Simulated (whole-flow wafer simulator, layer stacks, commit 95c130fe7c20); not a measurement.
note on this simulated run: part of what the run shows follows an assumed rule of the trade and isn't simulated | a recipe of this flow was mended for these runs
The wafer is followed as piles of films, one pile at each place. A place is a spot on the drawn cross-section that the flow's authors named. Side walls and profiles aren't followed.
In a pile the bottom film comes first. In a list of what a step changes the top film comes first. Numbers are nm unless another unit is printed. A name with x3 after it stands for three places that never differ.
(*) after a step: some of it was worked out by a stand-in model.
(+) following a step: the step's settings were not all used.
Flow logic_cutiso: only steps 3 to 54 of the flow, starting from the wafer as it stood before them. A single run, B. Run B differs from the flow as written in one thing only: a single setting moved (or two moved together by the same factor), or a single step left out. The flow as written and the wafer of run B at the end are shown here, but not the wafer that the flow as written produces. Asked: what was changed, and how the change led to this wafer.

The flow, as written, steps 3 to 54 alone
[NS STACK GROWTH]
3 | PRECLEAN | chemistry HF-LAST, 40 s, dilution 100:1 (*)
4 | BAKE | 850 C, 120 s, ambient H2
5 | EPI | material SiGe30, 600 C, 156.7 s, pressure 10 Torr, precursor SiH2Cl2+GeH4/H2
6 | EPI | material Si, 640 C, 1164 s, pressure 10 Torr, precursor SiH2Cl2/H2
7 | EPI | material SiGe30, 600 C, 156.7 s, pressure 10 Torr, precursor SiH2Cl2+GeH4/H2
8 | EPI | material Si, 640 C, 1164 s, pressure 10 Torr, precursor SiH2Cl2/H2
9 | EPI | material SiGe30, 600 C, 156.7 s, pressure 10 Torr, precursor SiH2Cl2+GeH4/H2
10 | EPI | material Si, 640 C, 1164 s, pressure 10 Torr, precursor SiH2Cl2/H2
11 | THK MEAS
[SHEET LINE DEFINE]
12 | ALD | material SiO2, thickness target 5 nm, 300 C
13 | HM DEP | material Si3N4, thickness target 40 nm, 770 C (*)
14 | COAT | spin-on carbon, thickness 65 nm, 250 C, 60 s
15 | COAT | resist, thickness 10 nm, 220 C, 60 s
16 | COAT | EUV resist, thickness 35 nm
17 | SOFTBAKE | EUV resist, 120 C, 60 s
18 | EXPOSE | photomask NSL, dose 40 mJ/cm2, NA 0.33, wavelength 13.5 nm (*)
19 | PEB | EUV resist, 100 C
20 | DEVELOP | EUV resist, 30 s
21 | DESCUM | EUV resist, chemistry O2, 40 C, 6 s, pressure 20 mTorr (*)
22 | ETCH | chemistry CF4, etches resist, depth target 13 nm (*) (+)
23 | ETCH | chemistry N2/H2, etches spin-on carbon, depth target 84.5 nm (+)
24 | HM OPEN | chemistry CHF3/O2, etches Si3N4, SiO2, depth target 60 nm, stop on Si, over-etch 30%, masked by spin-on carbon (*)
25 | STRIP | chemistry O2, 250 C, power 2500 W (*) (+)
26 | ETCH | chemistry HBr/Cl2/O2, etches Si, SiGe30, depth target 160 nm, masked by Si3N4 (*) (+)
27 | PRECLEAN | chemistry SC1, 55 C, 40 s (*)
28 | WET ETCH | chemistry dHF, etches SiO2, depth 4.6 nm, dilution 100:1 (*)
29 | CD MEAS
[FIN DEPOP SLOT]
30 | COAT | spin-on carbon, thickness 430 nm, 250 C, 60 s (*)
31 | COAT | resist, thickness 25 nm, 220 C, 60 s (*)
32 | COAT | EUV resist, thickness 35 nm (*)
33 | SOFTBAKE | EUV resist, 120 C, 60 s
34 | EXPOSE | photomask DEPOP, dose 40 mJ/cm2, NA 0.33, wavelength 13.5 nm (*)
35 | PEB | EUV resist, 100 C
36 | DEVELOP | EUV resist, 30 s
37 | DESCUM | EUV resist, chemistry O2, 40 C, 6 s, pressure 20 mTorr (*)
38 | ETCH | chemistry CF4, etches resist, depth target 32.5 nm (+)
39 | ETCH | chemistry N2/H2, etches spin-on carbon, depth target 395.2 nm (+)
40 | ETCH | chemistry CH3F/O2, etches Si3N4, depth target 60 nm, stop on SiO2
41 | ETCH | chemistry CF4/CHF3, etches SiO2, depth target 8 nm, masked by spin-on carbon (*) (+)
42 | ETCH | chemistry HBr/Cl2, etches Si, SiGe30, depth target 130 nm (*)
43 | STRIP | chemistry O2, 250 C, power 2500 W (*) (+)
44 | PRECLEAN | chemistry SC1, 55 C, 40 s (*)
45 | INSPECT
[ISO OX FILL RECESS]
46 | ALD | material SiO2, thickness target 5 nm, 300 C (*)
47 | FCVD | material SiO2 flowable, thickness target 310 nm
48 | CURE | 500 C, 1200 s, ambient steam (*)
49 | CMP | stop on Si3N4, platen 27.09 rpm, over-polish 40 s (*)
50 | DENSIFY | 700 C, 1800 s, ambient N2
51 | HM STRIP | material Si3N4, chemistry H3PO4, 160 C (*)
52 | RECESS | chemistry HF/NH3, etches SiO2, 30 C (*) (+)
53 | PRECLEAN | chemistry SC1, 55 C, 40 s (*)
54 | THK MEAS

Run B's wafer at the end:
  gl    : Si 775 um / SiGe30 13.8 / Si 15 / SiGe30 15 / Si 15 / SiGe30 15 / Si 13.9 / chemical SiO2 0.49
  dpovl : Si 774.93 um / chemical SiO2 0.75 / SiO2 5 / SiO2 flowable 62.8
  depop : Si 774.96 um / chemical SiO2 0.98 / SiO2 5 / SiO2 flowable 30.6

The reason: step 5, EPI: 144.2 s was run, while the flow as written has 156.7 s.

How this came from the change, step by step:
  5 | EPI | material SiGe30, 600 C, 156.7 s, pressure 10 Torr, precursor SiH2Cl2+GeH4/H2
      depop, dpovl, gfld and 19 more: SiGe30 gains 13.8 (new film) (in the flow as written it would be: SiGe30 gains 15 (new film))
  26 | ETCH | chemistry HBr/Cl2/O2, etches Si, SiGe30, depth target 160 nm, masked by Si3N4 (*) (+)
      dpovl, gfld, gxf, iso, isow, lnri, nsgap: chemical SiO2 loses 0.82 (all of it), Si loses 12 (all of it), SiGe30 loses 15 (all of it), Si loses 15 (all of it), SiGe30 loses 15 (all of it), Si loses 15 (all of it), SiGe30 loses 13.8 (all of it), Si loses 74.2 (in the flow as written it would be: chemical SiO2 loses 0.82 (all of it), Si loses 12 (all of it), SiGe30 loses 15 (all of it), Si loses 15 (all of it), SiGe30 loses 15 (all of it), Si loses 15 (all of it), SiGe30 loses 15 (all of it), Si loses 73)
  42 | ETCH | chemistry HBr/Cl2, etches Si, SiGe30, depth target 130 nm (*)
      depop: Si loses 13.8 (all of it), SiGe30 loses 15 (all of it), Si loses 15 (all of it), SiGe30 loses 15 (all of it), Si loses 15 (all of it), SiGe30 loses 13.8 (all of it), Si loses 42.4 (in the flow as written it would be: Si loses 13.8 (all of it), SiGe30 loses 15 (all of it), Si loses 15 (all of it), SiGe30 loses 15 (all of it), Si loses 15 (all of it), SiGe30 loses 15 (all of it), Si loses 41.2)
